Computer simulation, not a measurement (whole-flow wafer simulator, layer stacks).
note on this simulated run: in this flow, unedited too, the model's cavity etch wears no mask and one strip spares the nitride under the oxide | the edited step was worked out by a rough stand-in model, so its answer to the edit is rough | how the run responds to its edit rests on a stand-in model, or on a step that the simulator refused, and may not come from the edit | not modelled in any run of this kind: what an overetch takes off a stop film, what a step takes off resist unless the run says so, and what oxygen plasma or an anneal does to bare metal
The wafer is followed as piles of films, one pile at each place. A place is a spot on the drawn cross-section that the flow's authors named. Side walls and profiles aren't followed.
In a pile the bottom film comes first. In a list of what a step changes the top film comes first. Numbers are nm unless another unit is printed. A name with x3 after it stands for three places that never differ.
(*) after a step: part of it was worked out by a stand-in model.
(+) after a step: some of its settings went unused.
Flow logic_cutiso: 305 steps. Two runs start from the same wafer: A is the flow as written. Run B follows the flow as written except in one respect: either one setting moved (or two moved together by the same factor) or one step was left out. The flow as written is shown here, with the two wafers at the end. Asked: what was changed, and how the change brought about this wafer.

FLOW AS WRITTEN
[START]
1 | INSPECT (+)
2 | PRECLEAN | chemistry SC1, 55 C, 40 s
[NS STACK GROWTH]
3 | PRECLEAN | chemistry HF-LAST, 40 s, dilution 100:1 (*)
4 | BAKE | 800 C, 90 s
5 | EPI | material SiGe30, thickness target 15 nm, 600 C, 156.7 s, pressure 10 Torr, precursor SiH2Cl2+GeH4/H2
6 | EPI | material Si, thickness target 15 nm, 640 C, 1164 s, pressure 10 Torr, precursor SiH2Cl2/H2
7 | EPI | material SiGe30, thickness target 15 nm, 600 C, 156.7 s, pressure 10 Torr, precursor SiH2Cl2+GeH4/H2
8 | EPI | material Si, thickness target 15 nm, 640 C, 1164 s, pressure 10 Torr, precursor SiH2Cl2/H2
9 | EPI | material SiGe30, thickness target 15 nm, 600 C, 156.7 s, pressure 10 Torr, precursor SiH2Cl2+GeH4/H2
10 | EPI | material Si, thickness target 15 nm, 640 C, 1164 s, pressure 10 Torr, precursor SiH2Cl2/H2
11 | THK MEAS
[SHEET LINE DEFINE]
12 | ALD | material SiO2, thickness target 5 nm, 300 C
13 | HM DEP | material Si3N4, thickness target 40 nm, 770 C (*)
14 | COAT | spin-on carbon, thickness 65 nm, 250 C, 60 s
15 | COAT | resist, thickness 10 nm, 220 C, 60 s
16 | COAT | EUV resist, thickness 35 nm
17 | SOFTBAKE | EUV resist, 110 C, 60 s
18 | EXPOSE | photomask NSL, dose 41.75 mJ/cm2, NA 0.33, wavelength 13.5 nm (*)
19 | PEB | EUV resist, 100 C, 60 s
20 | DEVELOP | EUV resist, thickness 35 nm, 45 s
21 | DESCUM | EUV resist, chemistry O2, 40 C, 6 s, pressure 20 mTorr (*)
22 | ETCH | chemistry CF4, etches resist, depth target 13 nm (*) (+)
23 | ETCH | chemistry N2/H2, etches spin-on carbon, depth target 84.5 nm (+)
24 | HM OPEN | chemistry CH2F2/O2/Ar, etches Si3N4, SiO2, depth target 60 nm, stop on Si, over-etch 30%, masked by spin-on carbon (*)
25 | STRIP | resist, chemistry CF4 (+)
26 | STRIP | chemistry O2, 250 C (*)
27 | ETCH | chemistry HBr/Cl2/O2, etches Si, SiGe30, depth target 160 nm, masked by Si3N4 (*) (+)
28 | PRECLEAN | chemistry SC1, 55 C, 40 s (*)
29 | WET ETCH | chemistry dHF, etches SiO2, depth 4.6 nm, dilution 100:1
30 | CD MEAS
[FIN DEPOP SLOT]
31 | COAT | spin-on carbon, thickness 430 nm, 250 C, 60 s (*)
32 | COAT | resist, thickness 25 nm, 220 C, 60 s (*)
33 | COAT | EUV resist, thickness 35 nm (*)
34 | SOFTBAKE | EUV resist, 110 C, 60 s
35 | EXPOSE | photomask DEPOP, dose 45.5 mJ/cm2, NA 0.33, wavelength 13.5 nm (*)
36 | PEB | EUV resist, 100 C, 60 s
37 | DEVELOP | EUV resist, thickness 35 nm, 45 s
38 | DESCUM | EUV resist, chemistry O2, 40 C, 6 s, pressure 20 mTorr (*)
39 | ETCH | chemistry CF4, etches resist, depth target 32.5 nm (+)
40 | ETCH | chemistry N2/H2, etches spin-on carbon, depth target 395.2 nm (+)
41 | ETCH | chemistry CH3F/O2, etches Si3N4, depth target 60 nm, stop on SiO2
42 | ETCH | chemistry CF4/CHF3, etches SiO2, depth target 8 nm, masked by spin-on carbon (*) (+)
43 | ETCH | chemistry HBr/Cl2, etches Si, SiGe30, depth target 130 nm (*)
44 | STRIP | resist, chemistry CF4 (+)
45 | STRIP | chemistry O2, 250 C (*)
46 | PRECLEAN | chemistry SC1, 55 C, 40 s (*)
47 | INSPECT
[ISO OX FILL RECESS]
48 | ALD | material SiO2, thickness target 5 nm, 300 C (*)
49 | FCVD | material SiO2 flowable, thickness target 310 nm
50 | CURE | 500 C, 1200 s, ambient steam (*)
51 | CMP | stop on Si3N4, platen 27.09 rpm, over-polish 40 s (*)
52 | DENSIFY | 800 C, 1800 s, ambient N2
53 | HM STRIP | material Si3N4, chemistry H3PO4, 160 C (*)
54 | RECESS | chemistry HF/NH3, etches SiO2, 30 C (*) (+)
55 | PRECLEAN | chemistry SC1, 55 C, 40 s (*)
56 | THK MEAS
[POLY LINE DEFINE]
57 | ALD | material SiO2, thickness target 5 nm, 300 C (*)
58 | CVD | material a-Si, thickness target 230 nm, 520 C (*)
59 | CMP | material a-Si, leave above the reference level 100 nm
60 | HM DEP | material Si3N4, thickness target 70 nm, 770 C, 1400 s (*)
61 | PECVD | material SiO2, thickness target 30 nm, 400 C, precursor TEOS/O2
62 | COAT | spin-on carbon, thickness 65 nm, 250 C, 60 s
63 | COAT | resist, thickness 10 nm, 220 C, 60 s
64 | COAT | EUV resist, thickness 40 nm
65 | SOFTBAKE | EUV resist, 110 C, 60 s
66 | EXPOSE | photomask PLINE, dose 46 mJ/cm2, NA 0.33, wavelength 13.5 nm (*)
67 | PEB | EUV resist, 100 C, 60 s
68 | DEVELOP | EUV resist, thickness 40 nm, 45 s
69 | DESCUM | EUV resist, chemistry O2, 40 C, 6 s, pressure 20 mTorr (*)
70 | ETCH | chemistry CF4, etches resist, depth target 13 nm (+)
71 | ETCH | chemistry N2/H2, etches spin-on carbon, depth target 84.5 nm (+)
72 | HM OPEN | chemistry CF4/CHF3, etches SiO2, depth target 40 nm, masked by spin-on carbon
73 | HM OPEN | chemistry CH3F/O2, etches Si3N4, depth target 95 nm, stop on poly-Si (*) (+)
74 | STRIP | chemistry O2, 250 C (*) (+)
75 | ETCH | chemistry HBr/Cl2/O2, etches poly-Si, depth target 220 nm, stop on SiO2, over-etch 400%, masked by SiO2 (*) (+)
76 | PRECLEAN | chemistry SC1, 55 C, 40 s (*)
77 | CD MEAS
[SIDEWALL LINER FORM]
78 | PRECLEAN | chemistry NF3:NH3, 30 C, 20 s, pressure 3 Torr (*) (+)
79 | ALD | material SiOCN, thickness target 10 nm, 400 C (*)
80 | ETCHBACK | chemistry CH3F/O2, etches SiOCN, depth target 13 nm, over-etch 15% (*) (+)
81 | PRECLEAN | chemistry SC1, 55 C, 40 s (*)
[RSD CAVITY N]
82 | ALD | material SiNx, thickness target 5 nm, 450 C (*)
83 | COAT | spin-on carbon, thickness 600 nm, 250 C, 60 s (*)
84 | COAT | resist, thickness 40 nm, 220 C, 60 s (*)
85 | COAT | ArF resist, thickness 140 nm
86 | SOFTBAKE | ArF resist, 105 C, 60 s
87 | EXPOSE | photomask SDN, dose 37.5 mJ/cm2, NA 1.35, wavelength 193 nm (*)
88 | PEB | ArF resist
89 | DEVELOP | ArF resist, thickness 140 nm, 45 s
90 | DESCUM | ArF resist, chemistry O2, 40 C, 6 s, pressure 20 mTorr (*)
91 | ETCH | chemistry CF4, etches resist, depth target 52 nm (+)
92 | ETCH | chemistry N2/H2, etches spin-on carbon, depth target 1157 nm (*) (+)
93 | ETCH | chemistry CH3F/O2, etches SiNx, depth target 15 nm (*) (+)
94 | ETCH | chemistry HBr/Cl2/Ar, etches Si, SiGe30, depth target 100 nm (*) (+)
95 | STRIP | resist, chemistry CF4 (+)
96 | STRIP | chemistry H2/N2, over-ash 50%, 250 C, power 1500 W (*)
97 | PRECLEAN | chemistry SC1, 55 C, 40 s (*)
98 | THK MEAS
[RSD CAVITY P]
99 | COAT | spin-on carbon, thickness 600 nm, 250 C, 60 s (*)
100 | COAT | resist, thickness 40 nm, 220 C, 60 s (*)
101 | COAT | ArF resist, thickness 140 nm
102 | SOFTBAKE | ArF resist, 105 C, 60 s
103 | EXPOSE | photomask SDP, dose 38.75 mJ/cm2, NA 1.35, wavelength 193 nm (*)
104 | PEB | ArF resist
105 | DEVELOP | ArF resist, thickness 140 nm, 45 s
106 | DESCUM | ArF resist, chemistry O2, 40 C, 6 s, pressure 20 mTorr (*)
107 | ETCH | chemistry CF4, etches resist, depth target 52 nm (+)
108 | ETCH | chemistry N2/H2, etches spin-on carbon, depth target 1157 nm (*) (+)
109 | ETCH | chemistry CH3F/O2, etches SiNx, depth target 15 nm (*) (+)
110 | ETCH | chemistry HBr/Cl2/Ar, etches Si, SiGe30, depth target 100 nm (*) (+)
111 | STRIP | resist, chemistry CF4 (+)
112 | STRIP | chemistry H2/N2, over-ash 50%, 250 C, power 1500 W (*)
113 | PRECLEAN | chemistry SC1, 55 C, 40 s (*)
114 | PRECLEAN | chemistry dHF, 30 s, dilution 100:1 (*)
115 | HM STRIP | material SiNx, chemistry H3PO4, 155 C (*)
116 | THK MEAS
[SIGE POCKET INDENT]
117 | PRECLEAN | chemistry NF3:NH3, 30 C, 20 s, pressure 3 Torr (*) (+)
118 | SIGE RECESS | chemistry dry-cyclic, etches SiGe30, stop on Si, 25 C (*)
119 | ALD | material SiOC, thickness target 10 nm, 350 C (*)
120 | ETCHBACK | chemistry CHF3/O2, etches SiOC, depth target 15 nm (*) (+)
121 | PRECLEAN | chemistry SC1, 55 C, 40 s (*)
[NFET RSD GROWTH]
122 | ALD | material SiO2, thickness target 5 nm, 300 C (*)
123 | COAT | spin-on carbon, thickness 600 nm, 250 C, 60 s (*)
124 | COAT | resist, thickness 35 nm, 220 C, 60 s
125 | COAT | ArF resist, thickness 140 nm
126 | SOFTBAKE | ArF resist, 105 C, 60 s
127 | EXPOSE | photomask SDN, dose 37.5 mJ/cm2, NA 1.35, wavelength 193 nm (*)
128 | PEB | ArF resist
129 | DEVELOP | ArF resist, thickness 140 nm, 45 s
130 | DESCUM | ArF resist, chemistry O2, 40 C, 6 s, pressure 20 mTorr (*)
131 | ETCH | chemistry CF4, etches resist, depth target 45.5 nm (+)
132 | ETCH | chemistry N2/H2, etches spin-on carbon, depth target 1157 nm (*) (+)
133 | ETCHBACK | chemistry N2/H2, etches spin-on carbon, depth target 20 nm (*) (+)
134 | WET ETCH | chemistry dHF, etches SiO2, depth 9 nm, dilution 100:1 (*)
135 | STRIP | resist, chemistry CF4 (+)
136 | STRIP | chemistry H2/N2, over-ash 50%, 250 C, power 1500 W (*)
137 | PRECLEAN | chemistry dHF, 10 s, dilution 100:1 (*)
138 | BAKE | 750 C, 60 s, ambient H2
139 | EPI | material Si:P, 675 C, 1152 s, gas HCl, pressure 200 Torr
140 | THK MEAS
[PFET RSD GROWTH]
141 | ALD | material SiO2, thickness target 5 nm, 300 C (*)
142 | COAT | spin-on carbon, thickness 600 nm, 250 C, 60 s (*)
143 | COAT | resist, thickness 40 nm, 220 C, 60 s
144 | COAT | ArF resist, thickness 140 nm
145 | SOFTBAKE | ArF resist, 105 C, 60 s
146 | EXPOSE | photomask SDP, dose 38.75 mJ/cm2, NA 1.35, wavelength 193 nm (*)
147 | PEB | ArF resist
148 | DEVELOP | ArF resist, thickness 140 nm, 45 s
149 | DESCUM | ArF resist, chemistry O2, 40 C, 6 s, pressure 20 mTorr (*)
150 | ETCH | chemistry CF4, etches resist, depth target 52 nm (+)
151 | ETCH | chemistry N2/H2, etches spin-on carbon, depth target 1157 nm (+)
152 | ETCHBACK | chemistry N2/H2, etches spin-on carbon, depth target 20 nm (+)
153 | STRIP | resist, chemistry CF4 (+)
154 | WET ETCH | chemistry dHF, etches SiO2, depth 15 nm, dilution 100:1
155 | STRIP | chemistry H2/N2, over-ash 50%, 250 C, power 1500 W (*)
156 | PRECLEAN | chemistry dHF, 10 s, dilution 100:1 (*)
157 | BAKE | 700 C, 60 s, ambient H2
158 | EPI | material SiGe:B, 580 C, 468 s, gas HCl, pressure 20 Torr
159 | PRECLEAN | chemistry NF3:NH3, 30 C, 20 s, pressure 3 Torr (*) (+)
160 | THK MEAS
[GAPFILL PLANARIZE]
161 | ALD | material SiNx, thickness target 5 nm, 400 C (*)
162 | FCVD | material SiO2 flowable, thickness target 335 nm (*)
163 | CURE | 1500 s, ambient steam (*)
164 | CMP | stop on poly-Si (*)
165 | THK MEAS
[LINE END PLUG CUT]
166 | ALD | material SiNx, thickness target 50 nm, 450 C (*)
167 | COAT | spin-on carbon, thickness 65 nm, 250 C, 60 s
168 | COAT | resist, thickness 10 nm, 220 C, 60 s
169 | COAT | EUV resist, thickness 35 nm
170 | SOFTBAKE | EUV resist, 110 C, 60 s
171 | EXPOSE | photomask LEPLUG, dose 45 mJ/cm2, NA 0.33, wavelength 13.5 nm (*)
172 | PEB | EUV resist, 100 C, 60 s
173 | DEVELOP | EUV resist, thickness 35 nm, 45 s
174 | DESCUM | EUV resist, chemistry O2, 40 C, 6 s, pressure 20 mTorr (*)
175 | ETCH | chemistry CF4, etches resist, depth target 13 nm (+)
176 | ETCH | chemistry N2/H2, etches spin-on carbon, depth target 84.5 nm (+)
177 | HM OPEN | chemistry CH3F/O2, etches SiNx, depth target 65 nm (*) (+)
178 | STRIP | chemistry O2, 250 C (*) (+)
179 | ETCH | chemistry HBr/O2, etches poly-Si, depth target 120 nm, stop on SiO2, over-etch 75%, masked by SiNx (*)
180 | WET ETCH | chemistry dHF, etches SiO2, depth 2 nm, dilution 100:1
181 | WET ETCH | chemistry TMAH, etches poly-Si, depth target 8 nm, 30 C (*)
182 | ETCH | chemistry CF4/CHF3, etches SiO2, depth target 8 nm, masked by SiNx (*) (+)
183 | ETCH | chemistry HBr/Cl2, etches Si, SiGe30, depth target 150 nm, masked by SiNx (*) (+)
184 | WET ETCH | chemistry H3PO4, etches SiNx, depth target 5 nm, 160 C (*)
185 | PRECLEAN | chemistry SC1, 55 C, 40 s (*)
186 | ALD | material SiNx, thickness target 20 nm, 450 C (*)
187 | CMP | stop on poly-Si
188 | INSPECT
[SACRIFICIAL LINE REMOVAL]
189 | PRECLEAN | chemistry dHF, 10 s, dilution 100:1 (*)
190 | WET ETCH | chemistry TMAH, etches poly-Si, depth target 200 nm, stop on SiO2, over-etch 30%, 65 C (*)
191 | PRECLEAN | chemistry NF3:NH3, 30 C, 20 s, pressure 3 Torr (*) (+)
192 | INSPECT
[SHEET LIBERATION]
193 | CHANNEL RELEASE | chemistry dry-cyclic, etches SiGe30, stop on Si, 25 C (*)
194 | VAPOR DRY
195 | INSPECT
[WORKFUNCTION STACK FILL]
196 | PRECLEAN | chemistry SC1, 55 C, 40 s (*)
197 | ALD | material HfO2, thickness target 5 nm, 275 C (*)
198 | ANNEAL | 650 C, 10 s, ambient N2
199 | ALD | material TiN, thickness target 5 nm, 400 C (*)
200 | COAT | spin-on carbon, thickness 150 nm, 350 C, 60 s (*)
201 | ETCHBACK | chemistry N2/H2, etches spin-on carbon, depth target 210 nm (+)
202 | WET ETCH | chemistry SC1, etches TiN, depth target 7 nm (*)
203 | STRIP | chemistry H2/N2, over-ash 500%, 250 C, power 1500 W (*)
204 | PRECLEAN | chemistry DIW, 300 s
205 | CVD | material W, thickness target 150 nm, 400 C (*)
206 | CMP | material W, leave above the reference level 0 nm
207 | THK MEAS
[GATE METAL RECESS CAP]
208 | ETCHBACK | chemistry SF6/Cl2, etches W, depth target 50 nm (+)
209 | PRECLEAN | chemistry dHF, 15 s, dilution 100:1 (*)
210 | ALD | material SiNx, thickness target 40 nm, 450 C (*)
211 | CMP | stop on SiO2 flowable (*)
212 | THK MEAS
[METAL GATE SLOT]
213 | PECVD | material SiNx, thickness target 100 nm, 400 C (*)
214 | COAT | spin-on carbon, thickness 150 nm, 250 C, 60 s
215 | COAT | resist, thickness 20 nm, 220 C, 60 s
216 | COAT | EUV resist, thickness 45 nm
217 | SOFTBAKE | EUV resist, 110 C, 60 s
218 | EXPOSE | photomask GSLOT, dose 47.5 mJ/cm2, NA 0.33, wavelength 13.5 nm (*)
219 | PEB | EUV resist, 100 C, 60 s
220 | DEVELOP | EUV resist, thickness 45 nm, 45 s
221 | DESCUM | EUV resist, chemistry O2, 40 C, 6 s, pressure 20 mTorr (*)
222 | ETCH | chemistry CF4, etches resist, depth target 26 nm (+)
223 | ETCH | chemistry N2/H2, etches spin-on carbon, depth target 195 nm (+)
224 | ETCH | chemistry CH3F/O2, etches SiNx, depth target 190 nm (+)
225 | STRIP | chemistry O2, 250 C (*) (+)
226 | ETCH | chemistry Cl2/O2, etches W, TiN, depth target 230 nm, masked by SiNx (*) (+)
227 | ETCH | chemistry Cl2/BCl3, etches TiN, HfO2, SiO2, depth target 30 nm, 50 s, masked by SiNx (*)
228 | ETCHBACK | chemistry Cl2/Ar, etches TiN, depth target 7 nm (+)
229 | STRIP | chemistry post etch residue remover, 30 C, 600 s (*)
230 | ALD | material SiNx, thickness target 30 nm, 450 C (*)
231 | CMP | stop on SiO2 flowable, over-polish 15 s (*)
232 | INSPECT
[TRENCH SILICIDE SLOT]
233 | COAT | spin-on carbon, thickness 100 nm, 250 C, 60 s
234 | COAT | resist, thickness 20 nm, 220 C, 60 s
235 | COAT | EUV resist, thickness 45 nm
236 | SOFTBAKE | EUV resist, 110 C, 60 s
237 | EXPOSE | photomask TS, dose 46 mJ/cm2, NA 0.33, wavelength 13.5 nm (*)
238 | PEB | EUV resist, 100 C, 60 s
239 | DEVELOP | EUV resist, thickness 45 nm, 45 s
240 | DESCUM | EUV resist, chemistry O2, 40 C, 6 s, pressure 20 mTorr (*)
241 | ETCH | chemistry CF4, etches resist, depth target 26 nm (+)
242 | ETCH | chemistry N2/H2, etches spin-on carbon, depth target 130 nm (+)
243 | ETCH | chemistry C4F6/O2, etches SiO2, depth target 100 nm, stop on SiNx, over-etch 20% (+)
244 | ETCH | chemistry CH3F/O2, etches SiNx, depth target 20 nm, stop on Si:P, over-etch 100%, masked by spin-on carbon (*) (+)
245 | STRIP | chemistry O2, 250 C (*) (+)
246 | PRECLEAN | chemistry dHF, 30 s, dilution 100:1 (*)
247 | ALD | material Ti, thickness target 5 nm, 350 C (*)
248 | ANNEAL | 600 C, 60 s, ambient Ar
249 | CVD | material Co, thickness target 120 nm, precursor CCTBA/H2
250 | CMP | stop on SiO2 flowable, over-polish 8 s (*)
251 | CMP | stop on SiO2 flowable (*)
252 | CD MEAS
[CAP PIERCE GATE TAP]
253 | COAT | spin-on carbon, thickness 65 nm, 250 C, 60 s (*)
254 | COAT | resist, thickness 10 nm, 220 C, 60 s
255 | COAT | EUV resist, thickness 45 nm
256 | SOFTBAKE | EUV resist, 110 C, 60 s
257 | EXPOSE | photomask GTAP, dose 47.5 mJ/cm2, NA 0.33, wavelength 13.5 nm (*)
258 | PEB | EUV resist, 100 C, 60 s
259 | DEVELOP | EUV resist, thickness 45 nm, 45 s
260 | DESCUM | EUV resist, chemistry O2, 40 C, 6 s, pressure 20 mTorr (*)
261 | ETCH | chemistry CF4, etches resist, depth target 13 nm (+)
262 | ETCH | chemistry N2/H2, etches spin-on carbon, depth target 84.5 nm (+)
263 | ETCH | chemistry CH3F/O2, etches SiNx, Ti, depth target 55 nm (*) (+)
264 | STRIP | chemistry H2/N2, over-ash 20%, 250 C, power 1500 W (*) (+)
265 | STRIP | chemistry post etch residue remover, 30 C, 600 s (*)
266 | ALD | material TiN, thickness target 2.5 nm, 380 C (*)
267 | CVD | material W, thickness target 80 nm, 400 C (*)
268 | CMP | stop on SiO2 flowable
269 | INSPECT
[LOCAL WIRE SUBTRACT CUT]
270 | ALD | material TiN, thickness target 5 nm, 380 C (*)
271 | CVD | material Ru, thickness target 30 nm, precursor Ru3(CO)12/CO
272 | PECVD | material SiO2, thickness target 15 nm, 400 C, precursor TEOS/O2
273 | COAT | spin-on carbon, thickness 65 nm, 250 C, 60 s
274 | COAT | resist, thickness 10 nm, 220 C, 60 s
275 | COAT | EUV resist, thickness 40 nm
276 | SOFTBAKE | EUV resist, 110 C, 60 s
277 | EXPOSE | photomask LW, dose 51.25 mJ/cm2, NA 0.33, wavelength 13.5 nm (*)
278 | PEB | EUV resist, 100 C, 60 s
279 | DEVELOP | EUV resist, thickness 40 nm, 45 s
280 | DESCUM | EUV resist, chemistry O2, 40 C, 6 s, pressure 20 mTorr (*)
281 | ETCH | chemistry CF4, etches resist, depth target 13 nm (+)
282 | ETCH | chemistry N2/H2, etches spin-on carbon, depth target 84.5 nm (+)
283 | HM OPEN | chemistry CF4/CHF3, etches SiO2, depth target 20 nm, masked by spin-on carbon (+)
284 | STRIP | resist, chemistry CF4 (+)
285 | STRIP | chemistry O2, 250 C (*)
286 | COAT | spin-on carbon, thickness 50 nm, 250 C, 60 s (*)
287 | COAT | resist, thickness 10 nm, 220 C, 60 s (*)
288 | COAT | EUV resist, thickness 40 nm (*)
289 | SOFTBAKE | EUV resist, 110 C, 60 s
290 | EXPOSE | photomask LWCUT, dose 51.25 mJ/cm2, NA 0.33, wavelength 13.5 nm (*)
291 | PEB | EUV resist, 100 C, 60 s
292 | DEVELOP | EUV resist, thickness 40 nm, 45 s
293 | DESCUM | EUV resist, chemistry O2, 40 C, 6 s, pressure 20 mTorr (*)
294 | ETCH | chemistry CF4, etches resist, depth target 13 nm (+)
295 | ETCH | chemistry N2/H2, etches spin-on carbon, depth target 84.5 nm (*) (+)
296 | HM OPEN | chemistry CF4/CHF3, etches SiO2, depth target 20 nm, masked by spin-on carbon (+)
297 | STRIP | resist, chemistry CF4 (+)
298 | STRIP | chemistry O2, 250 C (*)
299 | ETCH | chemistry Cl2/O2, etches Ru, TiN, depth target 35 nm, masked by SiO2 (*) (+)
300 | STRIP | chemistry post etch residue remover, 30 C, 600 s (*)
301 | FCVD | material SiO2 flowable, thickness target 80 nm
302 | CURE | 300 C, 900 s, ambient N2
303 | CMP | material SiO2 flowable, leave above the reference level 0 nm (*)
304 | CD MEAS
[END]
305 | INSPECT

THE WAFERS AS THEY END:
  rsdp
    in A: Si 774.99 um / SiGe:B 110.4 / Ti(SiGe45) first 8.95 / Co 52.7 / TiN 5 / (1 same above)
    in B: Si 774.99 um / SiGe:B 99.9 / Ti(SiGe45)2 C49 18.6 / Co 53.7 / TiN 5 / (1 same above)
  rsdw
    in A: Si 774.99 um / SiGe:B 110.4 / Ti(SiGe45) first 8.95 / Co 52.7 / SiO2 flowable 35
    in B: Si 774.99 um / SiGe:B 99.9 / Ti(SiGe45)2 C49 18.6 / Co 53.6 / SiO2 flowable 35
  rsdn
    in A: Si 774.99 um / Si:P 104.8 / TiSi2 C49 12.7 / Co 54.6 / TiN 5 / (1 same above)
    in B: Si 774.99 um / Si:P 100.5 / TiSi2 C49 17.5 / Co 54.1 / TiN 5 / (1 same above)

What caused this: step 247, ALD: thickness target 6.9 nm was run, though the flow has thickness target 5 nm.

How this came from the change, step by step:
  247 | ALD | material Ti, thickness target 5 nm, 350 C (*)
      depop, dpovl, gfld and 19 more: A Ti gains 5 (new film) | B Ti gains 6.9 (new film)
  248 | ANNEAL | 600 C, 60 s, ambient Ar
      rsdp, rsdw: A Ti(SiGe45) first gains 8.95 (new film), Ti loses 5 (all of it), SiGe:B loses 5.98 | B Ti(SiGe45)2 C49 gains 18.6 (new film), Ti loses 6.9 (all of it), SiGe:B loses 16.5
      rsdn: A TiSi2 C49 gains 12.7 (new film), Ti loses 5 (all of it), Si:P loses 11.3 | B TiSi2 C49 gains 17.5 (new film), Ti loses 6.9 (all of it), Si:P loses 15.7
  250 | CMP | stop on SiO2 flowable, over-polish 8 s (*)
      iso: A Co loses 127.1 | B Co loses 128.3 (all of it), Ti loses 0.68
      rsdx: A Co loses 127.9 (all of it) | B Co loses 127.9 (all of it), Ti loses 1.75
      (also at 17 further places)
  251 | CMP | stop on SiO2 flowable (*)
      iso: A Co loses 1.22 (all of it), Ti loses 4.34 | B Ti loses 5.55
